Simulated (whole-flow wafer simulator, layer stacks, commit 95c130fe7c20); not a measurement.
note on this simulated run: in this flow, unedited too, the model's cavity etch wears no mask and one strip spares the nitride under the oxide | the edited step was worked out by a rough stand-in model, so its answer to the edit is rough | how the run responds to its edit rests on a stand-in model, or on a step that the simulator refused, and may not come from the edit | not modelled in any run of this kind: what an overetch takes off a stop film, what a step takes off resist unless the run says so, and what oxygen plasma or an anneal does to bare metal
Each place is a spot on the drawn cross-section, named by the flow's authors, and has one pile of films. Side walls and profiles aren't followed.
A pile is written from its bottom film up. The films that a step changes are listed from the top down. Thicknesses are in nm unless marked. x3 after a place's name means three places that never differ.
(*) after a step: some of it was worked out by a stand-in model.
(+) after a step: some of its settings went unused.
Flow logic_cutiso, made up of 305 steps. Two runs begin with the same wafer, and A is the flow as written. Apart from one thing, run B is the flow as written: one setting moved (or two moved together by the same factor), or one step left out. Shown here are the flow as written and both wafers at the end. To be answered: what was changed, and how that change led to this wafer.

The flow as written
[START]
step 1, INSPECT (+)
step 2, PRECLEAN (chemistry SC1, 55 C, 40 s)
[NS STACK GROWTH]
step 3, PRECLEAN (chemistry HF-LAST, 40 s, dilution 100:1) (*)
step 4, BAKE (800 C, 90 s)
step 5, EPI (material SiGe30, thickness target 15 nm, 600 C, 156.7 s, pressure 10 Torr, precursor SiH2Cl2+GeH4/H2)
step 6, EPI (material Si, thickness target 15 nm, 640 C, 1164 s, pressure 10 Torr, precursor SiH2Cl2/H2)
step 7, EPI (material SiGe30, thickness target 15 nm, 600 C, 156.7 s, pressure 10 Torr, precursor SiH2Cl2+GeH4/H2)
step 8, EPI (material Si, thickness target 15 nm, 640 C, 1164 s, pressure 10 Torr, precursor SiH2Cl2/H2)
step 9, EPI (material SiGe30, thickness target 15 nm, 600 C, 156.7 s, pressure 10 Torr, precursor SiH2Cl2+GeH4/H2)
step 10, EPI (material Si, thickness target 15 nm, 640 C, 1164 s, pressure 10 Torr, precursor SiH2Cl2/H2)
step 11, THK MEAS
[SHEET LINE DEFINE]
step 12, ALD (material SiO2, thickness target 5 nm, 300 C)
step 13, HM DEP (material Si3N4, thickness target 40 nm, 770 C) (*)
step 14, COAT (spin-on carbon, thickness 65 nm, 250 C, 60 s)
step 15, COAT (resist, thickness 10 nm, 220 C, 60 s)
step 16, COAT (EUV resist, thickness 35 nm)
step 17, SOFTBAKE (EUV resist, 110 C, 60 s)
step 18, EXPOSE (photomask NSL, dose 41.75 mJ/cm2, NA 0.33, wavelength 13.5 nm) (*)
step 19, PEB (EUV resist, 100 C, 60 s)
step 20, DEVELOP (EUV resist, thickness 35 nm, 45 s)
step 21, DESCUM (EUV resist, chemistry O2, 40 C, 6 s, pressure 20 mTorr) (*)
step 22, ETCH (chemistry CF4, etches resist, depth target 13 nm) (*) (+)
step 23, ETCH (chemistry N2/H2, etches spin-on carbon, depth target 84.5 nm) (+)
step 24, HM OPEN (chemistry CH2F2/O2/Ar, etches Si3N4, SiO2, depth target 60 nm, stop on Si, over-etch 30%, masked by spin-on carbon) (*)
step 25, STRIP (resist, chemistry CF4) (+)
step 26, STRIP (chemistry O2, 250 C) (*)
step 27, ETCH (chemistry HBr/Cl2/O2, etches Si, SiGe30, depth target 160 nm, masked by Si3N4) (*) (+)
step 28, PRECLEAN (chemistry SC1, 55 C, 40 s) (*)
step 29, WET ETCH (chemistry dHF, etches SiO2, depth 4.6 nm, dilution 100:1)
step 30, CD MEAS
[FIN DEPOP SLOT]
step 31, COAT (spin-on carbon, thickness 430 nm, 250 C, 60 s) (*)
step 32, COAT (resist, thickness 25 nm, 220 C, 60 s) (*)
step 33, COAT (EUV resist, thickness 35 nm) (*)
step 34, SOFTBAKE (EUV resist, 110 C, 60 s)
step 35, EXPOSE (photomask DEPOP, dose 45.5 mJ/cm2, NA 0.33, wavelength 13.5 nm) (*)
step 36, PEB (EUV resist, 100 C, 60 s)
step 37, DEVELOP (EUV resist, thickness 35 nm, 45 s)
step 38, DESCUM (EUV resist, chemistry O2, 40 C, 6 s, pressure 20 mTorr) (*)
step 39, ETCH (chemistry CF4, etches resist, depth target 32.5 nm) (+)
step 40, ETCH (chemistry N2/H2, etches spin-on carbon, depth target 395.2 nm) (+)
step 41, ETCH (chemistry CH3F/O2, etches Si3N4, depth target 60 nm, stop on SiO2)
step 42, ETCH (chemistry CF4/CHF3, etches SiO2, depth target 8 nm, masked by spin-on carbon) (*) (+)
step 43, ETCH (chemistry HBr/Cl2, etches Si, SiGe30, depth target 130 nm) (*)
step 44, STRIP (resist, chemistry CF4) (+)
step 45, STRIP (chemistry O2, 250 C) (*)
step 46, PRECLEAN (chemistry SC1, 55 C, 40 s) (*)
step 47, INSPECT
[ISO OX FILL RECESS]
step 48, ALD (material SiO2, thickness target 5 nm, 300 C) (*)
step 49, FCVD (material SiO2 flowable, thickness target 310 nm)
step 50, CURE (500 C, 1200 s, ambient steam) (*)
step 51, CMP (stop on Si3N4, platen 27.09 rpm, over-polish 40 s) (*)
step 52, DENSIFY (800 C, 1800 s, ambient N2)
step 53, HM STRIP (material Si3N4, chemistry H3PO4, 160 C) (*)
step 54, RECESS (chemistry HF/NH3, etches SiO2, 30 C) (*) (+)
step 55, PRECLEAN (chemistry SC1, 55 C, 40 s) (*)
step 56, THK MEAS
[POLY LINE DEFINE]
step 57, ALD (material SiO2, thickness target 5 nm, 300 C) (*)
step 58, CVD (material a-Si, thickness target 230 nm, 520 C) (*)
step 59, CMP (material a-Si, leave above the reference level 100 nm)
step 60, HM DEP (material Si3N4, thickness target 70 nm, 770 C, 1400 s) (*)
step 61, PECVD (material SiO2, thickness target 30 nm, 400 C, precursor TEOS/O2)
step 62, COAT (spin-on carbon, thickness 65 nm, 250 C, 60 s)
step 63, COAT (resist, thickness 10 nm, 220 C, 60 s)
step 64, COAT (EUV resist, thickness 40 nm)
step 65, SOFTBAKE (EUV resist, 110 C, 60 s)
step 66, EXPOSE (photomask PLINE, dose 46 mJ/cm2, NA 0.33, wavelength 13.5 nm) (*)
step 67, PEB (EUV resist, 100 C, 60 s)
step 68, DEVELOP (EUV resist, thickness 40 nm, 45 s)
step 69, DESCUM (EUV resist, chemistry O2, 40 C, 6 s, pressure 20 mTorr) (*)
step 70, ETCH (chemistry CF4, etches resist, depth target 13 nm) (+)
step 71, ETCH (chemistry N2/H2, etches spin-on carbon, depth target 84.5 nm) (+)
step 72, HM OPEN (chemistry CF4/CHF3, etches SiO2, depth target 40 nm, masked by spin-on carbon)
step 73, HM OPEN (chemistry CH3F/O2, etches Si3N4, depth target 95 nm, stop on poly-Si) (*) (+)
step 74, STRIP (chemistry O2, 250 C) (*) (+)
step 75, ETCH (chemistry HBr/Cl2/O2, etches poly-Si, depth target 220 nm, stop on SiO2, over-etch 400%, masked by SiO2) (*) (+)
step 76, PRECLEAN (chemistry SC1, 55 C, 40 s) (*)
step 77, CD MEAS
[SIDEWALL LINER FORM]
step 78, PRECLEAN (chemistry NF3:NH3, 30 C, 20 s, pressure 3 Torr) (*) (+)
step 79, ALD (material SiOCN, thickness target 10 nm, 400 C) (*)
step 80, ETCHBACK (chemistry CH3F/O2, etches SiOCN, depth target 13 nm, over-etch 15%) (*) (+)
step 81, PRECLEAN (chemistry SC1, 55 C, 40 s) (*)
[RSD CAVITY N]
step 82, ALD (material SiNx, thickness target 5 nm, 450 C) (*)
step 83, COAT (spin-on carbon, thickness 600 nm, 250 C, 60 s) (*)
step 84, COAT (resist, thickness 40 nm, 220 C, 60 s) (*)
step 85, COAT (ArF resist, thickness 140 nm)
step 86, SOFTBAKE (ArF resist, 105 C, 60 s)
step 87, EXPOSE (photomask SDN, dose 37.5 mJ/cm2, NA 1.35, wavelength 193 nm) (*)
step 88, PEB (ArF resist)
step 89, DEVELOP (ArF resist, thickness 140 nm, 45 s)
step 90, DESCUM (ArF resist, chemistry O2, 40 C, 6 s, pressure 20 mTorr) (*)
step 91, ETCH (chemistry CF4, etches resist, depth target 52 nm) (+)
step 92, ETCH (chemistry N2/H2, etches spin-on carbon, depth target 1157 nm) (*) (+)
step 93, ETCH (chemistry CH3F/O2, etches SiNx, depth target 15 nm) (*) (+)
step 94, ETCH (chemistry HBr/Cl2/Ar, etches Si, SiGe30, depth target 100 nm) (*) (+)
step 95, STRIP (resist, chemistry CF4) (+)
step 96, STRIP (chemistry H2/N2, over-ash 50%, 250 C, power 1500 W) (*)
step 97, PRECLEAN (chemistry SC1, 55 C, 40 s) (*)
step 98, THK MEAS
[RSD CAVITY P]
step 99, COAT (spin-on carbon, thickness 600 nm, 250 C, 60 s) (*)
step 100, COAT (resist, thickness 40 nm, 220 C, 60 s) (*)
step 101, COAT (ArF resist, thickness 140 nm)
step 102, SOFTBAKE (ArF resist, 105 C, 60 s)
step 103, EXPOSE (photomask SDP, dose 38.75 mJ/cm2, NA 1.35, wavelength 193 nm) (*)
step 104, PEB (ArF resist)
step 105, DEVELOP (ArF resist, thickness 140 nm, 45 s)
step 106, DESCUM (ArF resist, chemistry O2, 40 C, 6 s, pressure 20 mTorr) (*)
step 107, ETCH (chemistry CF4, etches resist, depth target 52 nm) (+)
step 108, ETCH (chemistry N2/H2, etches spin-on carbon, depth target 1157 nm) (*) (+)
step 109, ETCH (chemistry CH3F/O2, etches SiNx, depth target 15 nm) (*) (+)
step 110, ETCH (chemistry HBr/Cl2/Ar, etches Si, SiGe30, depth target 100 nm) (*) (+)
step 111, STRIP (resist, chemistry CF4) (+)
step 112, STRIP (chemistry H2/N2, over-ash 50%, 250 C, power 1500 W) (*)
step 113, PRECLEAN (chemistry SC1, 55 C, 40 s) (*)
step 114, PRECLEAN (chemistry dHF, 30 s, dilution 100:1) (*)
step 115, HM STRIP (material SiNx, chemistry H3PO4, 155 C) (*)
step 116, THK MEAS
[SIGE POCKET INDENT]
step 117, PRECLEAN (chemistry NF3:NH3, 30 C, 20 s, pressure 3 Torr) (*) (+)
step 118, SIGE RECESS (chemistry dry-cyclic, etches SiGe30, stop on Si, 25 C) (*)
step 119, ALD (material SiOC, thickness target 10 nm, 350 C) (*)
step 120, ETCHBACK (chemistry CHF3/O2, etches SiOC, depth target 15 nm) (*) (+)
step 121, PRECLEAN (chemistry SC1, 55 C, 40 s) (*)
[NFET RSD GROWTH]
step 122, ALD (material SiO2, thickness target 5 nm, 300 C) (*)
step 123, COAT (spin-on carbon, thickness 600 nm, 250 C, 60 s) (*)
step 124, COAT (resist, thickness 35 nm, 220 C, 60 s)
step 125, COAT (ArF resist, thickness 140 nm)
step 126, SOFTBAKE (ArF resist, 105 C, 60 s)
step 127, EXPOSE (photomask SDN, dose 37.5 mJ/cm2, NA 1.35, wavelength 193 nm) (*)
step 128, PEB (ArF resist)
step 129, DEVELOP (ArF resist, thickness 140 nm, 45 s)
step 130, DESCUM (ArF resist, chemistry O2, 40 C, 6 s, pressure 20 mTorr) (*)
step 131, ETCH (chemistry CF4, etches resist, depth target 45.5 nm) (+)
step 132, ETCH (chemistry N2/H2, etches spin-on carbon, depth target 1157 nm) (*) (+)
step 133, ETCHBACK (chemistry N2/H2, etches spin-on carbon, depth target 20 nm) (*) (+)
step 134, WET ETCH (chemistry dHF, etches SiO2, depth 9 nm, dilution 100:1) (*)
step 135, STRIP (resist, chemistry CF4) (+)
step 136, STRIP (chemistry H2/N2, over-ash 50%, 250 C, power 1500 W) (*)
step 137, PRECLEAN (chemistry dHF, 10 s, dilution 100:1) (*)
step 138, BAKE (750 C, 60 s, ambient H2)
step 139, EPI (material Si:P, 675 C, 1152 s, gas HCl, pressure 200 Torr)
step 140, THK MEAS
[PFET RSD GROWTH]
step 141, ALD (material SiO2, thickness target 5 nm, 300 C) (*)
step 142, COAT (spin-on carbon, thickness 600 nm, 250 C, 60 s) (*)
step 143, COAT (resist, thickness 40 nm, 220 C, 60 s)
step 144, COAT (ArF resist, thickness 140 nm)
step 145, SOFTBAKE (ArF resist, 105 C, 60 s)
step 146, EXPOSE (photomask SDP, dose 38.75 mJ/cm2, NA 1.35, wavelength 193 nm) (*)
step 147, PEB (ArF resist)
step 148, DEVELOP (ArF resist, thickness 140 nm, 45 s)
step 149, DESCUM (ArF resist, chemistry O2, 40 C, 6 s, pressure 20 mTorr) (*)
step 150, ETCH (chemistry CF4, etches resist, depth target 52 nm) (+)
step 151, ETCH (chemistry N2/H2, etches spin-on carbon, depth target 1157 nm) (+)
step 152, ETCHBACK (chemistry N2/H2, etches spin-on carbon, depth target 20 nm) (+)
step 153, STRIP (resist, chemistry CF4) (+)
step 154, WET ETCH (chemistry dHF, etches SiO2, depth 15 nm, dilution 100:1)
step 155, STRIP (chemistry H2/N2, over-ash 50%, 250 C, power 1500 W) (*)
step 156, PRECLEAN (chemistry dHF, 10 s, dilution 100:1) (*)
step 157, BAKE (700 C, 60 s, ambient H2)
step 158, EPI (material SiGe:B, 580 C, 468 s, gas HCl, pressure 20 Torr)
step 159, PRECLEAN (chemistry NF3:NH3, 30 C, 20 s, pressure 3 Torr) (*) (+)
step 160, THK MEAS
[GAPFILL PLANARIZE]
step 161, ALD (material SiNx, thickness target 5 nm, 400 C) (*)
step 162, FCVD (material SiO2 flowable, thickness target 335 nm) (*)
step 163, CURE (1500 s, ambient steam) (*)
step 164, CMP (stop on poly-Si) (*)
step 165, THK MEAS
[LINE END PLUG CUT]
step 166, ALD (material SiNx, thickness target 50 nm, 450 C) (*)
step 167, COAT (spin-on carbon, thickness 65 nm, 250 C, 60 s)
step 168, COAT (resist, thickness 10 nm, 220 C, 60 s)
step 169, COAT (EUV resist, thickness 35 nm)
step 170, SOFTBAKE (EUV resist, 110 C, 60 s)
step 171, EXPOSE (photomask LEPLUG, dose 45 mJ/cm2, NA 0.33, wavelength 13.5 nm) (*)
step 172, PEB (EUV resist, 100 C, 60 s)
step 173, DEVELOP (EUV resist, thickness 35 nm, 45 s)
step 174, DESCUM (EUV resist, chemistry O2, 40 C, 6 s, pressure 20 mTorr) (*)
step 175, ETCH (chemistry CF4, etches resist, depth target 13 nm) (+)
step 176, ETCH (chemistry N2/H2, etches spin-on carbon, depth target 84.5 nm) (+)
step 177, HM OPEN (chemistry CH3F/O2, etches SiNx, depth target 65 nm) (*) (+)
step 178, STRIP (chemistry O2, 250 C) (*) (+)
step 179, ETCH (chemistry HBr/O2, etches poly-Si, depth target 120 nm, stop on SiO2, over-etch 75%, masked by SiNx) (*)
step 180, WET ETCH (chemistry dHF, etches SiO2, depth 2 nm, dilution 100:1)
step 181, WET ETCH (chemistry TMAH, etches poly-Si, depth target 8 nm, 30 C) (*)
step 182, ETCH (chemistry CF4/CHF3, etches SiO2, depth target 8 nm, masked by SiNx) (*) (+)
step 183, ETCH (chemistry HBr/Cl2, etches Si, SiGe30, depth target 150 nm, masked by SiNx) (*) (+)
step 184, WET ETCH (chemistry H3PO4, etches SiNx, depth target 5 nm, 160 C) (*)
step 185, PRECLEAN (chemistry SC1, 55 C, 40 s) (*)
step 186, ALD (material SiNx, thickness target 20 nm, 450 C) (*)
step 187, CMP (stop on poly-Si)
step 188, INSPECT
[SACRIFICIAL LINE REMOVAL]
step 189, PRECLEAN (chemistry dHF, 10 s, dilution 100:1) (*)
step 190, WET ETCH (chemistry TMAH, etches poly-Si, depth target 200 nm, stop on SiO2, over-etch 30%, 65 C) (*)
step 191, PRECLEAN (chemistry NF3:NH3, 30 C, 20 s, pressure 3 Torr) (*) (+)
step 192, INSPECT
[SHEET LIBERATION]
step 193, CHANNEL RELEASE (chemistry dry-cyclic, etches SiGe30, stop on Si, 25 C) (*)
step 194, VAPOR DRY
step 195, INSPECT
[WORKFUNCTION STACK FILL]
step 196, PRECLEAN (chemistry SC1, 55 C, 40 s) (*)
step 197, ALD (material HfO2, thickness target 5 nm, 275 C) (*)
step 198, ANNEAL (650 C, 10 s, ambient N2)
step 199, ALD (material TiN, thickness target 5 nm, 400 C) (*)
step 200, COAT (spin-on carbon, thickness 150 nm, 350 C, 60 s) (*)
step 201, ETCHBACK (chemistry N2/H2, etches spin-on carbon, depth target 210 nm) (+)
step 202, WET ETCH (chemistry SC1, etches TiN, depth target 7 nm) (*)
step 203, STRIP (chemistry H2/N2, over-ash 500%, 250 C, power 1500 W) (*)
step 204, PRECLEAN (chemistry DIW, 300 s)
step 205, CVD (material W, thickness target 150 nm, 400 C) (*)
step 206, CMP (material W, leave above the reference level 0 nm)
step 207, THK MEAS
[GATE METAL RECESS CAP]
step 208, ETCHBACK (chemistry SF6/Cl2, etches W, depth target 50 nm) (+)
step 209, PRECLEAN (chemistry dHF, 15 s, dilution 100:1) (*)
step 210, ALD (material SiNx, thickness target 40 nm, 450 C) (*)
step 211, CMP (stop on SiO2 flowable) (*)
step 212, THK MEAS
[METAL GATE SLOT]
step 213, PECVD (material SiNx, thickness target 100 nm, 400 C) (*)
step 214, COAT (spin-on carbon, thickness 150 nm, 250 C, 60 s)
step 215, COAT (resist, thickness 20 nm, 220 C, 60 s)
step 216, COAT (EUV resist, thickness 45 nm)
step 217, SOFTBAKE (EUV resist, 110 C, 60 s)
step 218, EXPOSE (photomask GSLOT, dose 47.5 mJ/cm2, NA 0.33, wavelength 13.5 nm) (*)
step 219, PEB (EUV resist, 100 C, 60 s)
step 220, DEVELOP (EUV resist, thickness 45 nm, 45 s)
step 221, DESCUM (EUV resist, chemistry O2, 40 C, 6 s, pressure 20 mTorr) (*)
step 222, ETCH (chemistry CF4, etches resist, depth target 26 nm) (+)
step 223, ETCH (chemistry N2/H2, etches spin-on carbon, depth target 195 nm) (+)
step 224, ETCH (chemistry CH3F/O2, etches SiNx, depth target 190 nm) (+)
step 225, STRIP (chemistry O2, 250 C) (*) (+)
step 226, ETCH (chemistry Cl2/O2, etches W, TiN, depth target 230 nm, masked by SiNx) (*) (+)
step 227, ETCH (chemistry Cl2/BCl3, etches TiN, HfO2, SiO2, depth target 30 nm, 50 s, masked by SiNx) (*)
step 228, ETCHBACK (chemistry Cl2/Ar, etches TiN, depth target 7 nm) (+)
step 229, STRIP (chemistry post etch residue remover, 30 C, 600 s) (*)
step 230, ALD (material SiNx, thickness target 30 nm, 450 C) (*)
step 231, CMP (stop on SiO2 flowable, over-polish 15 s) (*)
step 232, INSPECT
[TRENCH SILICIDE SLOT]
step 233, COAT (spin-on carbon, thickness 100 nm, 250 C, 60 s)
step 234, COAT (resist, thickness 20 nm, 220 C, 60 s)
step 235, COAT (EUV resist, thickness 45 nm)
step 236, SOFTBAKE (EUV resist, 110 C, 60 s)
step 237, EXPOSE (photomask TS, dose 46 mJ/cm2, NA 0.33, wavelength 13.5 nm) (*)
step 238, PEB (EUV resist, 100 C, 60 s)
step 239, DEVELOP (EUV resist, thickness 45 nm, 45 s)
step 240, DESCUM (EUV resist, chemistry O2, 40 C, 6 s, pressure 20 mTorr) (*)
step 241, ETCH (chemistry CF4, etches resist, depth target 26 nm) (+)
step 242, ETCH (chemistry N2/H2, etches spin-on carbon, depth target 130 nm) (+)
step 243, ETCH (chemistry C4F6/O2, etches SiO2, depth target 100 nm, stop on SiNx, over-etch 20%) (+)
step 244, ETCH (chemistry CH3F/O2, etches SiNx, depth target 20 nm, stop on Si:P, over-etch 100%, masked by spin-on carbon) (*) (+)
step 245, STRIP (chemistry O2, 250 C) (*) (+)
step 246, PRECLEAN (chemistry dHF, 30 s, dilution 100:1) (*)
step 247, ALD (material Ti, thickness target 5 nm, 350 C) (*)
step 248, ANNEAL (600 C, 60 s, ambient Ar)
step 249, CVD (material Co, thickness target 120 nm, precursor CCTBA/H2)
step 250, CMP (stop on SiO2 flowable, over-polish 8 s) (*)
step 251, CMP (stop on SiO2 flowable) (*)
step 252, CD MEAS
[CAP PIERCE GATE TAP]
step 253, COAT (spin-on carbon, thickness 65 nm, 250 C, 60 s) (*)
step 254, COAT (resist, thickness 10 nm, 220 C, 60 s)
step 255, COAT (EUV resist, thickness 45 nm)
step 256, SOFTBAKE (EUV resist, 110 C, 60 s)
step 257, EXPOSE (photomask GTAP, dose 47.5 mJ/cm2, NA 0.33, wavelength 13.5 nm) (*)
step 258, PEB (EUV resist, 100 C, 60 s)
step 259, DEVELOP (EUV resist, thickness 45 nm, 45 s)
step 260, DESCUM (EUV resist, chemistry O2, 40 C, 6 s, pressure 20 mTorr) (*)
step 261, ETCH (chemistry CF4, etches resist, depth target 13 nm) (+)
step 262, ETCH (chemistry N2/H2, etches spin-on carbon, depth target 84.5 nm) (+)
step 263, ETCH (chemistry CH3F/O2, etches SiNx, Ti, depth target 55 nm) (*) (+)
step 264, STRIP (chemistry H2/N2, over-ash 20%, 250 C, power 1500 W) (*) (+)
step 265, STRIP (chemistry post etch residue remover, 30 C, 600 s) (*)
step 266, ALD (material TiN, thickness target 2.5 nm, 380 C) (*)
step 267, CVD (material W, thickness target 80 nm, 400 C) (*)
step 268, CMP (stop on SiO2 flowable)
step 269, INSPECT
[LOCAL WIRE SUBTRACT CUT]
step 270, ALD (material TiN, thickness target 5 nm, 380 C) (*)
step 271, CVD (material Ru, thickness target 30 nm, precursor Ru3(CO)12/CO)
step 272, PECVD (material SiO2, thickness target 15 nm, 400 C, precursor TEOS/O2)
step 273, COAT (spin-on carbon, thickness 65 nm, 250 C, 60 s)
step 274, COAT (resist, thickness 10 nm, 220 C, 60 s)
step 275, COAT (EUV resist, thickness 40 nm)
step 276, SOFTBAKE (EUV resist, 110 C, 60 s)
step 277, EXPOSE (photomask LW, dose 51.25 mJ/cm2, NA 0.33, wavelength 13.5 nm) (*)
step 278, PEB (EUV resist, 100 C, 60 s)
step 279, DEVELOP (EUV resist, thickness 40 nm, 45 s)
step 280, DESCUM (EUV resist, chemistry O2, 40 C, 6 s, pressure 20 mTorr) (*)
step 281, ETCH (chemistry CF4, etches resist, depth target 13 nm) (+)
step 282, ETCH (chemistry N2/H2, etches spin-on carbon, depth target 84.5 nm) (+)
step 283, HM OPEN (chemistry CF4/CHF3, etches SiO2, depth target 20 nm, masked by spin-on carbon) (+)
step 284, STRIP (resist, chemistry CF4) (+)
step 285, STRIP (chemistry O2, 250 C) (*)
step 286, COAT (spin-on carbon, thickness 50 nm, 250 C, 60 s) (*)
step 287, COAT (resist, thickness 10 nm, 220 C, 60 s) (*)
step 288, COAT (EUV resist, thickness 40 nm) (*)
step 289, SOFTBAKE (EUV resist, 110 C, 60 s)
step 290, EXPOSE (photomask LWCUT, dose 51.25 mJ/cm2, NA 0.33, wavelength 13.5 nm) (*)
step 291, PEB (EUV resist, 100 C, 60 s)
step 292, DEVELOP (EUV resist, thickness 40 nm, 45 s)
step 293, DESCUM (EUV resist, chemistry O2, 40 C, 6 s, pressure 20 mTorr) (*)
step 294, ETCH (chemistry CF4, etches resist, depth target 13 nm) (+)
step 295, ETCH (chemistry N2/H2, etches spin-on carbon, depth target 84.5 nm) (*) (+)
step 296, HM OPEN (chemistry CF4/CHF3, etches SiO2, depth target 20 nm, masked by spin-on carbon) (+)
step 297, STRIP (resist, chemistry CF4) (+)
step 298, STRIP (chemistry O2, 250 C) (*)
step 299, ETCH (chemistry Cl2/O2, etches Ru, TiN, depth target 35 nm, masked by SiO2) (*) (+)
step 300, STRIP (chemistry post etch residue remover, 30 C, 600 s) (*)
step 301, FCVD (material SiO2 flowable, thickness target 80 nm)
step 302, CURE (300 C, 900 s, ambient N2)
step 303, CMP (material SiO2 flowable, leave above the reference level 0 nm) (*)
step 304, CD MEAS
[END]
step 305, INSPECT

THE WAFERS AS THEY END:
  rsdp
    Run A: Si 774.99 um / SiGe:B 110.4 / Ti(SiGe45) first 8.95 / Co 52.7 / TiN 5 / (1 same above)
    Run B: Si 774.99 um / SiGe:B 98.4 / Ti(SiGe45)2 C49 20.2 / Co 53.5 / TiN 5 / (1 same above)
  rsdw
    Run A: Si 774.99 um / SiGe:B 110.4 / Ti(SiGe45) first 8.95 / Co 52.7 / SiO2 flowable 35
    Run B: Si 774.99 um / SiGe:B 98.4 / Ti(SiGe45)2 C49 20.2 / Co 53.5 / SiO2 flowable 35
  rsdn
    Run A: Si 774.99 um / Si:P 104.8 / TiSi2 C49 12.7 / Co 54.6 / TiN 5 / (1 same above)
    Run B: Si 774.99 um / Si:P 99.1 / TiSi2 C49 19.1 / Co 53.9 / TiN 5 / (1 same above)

Cause: step 247, ALD: thickness target 7.5 nm was run, whereas the flow has thickness target 5 nm.

How this came from the change, step by step:
  step 247, ALD (material Ti, thickness target 5 nm, 350 C) (*)
      depop, dpovl, gfld and 19 more: A +5 Ti (new film) | B +7.5 Ti (new film)
  step 248, ANNEAL (600 C, 60 s, ambient Ar)
      rsdp, rsdw: A +8.95 Ti(SiGe45) first (new film), -5 Ti (all of it), -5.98 SiGe:B | B +20.2 Ti(SiGe45)2 C49 (new film), -7.5 Ti (all of it), -17.9 SiGe:B
      rsdn: A +12.7 TiSi2 C49 (new film), -5 Ti (all of it), -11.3 Si:P | B +19.1 TiSi2 C49 (new film), -7.5 Ti (all of it), -17 Si:P
  step 250, CMP (stop on SiO2 flowable, over-polish 8 s) (*)
      iso: A -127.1 Co | B -128.3 Co (all of it), -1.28 Ti
      rsdx: A -127.9 Co (all of it) | B -127.9 Co (all of it), -2.35 Ti
      (also at 17 further places)
  step 251, CMP (stop on SiO2 flowable) (*)
      iso: A -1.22 Co (all of it), -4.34 Ti | B -5.55 Ti
